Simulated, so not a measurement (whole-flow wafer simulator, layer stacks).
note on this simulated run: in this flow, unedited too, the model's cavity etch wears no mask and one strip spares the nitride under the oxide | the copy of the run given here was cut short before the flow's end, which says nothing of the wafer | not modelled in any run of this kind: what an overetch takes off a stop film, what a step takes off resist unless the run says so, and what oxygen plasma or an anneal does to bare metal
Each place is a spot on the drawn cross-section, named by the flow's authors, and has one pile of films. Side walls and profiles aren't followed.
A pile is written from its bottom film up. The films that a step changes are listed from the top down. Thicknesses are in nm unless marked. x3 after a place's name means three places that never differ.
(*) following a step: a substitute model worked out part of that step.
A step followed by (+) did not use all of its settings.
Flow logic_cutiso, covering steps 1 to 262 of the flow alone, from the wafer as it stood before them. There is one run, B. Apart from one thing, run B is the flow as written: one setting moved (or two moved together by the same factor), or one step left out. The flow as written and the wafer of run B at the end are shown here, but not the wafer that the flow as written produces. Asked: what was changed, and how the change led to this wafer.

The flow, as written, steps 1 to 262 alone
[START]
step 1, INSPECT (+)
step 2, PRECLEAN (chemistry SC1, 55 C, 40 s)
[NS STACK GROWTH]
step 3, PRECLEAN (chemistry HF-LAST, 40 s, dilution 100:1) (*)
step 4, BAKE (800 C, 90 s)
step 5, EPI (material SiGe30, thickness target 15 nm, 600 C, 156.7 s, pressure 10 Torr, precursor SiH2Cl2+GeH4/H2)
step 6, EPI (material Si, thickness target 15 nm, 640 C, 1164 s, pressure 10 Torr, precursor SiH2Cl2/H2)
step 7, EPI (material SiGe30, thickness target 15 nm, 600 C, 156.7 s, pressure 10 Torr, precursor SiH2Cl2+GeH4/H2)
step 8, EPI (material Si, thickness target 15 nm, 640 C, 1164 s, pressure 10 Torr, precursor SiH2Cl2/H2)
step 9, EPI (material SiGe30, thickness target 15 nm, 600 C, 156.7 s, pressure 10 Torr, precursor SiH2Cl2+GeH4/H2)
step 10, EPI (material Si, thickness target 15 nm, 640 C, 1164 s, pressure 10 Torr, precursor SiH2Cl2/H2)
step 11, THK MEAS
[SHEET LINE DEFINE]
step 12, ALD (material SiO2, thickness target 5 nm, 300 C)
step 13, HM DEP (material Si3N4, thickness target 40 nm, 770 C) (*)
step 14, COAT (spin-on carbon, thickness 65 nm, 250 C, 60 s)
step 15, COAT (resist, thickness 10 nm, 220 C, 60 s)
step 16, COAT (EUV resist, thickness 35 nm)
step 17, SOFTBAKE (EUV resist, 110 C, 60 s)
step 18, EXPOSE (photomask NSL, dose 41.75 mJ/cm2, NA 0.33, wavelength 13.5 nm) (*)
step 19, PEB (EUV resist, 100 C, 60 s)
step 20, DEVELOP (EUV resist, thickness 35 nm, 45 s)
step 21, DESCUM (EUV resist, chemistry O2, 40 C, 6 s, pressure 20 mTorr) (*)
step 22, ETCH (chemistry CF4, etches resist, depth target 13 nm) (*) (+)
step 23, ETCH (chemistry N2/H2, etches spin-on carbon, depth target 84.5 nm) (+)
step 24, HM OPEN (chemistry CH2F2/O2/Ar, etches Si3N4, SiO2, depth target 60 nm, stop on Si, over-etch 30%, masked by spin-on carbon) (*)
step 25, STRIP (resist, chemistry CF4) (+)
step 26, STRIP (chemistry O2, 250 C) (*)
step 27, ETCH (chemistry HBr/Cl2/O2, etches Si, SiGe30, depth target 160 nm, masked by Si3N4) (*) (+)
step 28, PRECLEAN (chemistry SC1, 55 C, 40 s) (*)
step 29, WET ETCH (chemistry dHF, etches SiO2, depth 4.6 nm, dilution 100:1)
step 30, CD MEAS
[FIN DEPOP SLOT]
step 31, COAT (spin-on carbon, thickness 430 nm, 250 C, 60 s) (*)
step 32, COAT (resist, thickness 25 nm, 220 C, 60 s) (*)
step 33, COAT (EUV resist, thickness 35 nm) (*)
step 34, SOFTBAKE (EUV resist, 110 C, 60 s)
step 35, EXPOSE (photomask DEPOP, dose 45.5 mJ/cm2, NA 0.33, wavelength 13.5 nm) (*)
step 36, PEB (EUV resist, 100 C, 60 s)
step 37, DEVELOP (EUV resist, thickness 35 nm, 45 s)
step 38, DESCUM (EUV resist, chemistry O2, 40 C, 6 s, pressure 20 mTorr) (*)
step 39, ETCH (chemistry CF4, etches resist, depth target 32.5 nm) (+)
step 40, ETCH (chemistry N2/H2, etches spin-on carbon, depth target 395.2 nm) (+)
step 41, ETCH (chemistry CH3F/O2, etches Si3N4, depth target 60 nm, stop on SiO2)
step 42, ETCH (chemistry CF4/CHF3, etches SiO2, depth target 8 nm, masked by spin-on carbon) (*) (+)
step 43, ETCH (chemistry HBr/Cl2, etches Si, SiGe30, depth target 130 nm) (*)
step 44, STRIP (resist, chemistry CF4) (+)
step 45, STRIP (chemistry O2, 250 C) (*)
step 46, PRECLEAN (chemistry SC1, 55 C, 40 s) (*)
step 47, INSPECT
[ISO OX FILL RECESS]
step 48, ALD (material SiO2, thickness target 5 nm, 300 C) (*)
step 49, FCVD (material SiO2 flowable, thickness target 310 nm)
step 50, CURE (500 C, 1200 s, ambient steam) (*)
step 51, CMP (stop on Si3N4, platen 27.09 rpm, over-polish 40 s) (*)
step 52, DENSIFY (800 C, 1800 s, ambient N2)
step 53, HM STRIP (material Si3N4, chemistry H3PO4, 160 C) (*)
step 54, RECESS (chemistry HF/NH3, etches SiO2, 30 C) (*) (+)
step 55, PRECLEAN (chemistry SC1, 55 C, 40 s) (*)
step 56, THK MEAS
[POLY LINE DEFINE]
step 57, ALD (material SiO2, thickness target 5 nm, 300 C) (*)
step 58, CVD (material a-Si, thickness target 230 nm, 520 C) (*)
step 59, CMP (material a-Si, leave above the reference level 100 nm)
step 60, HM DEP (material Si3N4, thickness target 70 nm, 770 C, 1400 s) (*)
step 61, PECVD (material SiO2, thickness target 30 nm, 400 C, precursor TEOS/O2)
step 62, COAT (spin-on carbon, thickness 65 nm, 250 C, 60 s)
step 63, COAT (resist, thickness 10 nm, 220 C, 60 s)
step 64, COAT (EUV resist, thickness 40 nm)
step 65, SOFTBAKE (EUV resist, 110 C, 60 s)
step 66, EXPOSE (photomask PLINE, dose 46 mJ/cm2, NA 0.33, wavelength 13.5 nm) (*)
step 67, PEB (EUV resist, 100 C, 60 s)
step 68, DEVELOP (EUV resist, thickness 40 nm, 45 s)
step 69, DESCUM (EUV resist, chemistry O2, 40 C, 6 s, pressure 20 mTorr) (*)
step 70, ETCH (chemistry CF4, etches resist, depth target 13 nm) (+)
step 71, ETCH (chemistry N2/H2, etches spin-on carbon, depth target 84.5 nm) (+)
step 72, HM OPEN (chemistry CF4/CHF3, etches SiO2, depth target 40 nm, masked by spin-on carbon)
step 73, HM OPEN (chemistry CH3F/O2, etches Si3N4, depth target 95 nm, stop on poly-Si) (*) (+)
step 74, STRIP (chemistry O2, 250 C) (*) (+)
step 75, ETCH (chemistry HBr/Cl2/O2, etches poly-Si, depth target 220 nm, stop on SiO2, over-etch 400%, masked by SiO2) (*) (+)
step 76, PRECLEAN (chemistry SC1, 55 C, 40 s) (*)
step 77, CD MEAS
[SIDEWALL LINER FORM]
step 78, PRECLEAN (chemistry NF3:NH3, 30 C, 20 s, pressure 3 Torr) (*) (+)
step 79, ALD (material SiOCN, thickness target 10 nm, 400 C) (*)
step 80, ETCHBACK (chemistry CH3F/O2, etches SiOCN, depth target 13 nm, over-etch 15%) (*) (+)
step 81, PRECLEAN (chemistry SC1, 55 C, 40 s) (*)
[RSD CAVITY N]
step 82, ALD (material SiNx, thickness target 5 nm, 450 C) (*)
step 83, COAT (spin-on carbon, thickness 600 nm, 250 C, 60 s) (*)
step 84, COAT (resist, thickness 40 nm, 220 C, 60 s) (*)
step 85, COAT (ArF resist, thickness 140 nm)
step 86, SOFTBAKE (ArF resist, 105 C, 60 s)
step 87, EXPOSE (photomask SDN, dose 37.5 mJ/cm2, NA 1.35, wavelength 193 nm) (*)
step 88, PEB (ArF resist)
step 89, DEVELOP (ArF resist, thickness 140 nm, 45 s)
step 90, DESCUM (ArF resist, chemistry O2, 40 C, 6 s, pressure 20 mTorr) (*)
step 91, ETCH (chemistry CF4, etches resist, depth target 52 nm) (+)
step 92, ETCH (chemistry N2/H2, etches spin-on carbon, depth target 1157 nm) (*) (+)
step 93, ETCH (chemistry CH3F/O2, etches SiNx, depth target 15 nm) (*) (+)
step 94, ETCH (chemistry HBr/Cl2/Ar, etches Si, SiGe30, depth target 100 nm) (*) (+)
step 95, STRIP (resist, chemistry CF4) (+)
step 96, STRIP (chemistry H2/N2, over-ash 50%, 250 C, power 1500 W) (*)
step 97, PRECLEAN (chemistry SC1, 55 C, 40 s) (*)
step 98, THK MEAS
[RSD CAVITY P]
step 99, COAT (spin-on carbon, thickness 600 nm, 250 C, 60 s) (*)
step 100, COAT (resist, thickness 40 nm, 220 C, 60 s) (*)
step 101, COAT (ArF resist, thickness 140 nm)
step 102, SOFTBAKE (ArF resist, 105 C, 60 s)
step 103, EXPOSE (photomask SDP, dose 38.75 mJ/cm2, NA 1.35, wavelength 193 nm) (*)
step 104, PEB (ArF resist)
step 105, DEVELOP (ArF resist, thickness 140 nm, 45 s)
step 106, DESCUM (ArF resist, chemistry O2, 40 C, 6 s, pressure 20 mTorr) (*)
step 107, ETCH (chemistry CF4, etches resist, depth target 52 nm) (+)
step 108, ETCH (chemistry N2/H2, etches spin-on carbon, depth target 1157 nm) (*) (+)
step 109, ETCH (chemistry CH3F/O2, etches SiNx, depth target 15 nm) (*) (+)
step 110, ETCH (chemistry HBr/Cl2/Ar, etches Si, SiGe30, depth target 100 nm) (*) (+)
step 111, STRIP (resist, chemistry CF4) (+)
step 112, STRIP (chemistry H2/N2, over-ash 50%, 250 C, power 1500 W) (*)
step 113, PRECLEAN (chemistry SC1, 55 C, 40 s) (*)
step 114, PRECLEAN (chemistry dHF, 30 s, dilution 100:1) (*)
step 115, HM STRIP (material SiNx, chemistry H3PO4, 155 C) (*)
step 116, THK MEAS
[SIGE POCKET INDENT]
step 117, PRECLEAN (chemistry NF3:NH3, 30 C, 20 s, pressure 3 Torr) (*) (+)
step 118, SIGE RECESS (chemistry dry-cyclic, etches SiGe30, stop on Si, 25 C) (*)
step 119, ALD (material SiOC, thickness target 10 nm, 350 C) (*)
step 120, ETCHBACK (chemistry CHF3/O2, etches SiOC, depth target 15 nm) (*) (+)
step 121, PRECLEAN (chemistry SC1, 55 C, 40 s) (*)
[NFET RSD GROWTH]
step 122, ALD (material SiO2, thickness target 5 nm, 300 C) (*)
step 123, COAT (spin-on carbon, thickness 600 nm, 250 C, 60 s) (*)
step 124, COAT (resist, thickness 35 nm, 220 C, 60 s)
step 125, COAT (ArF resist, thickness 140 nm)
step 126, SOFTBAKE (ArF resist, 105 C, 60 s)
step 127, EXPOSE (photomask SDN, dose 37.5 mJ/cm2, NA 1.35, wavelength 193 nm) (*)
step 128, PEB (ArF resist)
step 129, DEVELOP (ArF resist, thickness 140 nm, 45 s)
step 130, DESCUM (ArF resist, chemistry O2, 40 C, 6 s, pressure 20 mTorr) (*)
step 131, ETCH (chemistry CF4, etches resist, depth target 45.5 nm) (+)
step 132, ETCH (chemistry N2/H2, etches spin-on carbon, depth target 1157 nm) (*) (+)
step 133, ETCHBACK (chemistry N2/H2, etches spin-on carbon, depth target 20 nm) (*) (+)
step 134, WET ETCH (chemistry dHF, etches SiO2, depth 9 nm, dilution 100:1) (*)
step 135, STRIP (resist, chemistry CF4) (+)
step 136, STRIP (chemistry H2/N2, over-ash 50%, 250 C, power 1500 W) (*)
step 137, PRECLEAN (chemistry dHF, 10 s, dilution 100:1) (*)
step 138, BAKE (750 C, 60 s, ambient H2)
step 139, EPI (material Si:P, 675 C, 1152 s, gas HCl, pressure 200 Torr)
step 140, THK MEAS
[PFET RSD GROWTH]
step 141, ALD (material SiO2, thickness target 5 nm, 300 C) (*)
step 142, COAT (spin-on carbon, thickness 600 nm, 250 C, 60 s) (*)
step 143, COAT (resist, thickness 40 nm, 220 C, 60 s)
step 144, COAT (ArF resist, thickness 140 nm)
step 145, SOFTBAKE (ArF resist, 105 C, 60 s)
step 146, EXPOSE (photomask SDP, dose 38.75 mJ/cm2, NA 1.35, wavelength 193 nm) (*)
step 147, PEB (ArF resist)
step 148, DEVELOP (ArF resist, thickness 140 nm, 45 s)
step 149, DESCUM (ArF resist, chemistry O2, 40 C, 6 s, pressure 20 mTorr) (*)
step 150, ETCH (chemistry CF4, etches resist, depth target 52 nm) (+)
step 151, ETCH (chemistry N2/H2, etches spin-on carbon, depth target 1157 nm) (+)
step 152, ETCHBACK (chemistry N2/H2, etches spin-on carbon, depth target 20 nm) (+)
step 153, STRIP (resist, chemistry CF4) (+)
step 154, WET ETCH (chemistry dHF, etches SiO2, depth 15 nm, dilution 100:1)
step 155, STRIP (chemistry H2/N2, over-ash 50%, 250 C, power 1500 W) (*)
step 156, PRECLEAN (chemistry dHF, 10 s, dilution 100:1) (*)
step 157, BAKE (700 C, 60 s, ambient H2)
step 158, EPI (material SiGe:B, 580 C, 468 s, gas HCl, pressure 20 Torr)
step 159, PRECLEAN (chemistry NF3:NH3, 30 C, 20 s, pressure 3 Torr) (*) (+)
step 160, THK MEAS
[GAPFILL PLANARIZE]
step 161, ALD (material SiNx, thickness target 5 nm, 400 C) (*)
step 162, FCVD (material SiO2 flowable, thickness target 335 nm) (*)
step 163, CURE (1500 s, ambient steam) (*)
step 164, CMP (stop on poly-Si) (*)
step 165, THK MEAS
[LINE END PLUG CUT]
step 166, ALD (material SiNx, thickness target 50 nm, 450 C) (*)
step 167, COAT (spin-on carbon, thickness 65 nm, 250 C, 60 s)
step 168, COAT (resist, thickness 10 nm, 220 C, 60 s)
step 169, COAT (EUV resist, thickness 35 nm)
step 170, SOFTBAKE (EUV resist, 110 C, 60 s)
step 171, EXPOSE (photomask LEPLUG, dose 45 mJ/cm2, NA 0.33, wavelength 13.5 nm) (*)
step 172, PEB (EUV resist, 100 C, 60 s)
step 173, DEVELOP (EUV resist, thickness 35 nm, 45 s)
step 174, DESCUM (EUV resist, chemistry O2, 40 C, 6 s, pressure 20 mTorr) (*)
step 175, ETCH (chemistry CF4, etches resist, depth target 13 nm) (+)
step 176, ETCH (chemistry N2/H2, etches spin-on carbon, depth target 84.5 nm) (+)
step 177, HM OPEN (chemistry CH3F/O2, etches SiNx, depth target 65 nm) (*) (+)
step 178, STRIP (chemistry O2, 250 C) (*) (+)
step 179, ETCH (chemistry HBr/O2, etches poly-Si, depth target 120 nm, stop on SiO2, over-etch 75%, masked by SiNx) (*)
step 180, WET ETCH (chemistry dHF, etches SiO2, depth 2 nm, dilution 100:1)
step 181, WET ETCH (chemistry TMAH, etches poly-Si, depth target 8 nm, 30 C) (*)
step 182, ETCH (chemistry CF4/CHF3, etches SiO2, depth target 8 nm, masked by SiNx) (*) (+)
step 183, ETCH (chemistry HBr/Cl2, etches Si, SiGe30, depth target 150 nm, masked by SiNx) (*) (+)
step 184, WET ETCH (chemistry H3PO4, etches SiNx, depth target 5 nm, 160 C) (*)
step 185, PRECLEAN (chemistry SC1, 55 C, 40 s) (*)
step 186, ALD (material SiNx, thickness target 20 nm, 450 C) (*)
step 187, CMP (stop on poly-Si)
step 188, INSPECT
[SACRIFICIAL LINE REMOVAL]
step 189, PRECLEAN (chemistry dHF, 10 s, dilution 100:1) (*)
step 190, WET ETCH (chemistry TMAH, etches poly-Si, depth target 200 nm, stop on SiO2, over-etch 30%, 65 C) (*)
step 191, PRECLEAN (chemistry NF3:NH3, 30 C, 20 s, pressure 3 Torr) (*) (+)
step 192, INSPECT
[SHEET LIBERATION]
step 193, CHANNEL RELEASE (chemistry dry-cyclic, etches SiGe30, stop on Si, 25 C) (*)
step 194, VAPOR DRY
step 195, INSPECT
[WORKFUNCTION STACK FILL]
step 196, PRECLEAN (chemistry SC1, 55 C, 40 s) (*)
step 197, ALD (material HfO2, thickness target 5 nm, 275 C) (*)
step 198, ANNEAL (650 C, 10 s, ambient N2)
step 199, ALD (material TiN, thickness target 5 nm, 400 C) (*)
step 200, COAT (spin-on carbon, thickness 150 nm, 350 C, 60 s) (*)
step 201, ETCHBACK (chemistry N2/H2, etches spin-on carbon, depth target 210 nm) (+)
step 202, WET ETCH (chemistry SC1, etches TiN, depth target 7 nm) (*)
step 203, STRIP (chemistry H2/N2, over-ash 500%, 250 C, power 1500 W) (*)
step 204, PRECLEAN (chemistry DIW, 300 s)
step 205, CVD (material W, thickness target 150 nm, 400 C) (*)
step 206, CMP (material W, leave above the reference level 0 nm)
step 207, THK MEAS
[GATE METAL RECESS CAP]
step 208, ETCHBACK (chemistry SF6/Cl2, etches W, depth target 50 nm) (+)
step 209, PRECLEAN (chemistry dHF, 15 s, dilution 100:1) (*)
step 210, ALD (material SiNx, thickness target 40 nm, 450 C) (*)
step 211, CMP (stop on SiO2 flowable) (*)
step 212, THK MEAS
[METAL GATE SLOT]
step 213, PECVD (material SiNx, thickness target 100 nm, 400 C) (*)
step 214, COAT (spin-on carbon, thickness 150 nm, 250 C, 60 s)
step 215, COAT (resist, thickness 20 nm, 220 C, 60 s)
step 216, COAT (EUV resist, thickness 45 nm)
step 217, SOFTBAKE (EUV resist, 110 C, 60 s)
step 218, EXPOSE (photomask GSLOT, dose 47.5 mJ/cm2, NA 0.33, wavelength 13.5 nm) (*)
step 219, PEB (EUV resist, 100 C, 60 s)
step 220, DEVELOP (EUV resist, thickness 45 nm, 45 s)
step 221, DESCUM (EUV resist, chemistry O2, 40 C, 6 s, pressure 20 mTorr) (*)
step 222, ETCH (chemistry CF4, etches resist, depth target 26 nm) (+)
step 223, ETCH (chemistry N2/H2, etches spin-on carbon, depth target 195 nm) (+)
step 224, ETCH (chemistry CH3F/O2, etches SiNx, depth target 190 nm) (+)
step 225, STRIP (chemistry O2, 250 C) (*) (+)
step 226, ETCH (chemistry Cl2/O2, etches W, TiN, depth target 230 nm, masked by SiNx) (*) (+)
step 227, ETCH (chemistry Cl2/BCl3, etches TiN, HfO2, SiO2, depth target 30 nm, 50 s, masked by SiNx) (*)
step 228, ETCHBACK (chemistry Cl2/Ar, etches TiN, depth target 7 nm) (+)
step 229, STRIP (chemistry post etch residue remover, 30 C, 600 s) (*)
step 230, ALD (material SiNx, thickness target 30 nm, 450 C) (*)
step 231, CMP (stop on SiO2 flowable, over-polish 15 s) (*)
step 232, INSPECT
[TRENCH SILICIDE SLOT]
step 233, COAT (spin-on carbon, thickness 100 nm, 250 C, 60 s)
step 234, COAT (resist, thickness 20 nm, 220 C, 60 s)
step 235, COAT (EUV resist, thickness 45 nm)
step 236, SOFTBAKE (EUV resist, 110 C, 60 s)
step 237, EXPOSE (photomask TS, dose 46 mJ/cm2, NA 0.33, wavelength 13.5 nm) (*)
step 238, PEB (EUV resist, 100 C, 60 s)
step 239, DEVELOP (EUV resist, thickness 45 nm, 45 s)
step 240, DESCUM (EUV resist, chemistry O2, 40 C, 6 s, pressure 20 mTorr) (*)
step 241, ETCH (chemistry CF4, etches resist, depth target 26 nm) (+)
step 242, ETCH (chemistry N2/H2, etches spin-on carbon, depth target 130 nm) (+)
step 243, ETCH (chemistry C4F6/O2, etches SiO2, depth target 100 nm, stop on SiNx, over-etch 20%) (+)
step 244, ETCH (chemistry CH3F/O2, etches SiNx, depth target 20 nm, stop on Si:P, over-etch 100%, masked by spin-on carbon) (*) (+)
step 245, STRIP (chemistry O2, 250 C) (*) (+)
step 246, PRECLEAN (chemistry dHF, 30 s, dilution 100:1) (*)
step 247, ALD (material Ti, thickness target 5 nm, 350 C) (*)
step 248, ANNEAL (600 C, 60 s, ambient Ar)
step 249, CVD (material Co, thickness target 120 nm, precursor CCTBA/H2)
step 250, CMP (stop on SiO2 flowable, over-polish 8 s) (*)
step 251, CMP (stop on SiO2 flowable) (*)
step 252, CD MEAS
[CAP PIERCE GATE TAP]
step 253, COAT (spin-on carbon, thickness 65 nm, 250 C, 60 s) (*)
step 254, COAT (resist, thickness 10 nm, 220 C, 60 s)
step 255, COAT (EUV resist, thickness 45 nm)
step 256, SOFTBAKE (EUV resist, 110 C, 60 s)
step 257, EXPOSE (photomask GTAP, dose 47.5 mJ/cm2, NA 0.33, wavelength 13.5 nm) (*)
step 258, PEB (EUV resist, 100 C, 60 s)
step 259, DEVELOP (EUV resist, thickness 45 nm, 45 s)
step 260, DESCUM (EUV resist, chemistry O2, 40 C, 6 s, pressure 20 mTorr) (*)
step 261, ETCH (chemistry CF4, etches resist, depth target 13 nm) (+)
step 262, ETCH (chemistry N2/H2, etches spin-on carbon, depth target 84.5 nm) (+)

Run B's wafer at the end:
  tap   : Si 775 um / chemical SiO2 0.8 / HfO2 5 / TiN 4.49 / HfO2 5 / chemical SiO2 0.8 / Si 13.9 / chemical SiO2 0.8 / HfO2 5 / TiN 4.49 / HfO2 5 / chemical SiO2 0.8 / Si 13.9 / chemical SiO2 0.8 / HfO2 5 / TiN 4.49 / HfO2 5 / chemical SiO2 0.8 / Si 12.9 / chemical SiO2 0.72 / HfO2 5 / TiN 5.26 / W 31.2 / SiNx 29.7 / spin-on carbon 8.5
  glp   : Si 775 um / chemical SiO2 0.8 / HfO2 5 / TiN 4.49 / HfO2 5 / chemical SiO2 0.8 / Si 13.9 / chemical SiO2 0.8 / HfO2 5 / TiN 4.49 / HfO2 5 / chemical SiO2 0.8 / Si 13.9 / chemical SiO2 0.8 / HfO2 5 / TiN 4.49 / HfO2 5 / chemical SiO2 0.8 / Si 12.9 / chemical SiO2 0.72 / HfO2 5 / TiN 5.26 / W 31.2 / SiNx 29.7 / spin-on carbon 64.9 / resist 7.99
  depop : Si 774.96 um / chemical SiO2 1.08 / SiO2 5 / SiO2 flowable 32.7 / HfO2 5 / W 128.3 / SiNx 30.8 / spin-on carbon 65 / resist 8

Cause: step 262, ETCH: depth target 54.9 nm was run, though the flow has depth target 84.5 nm.

Step by step, how the change led to this:
  step 262, ETCH (chemistry N2/H2, etches spin-on carbon, depth target 84.5 nm) (+)
      tap: -54.9 spin-on carbon (as written it would have been: -63.4 spin-on carbon (all of it), -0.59 SiNx)
      depop, dpovl, gfld and 18 more: -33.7 EUV resist (all of it), -2 resist (as written it would have been: -33.7 EUV resist (all of it), -3.97 resist)
